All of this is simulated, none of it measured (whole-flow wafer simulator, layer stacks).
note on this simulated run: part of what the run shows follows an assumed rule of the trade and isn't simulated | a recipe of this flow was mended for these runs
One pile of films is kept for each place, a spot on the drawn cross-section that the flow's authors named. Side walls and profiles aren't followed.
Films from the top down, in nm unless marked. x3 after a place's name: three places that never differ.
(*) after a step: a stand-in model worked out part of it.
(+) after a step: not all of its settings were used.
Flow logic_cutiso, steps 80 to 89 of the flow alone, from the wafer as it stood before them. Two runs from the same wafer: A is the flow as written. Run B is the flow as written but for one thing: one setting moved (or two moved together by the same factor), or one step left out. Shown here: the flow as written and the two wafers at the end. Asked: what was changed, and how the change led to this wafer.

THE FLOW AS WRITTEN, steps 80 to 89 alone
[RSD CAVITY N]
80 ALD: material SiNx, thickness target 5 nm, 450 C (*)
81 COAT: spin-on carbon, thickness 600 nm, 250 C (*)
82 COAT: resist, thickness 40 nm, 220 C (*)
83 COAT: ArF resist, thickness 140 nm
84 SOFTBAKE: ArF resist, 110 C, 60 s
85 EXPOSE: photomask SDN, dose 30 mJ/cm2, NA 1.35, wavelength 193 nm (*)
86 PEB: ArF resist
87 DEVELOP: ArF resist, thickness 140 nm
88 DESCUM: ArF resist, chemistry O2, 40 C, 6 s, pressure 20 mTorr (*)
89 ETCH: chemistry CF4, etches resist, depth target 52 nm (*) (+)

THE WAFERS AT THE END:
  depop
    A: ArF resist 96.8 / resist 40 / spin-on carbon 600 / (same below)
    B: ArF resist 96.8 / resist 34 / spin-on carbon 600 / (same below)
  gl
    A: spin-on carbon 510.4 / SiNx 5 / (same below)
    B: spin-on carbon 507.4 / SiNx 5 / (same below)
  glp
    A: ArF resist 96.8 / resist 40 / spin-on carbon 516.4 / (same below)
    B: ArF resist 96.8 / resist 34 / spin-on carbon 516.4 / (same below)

The cause: step 82, COAT: thickness 34 nm was run, where the flow has thickness 40 nm.
It can be read off the wafer: depop has resist 34, and step 82 as written asks for 40 nm.

How the change led to this, step by step:
  82 COAT: resist, thickness 40 nm, 220 C (*)
      depop, dpovl x3, gl and 15 more: A resist +40 (new film) | B resist +34 (new film)
      gfld, lnri: A resist +40.1 (new film) | B resist +34.1 (new film)
  89 ETCH: chemistry CF4, etches resist, depth target 52 nm (*) (+)
      lnrt, rsdn, tap: A resist -40 (all of it), spin-on carbon -6.01 | B resist -34 (all of it), spin-on carbon -9.01
      lnr, rsdx: A resist -40 (all of it), spin-on carbon -5.99 | B resist -34 (all of it), spin-on carbon -8.99
      (and at 2 more places)
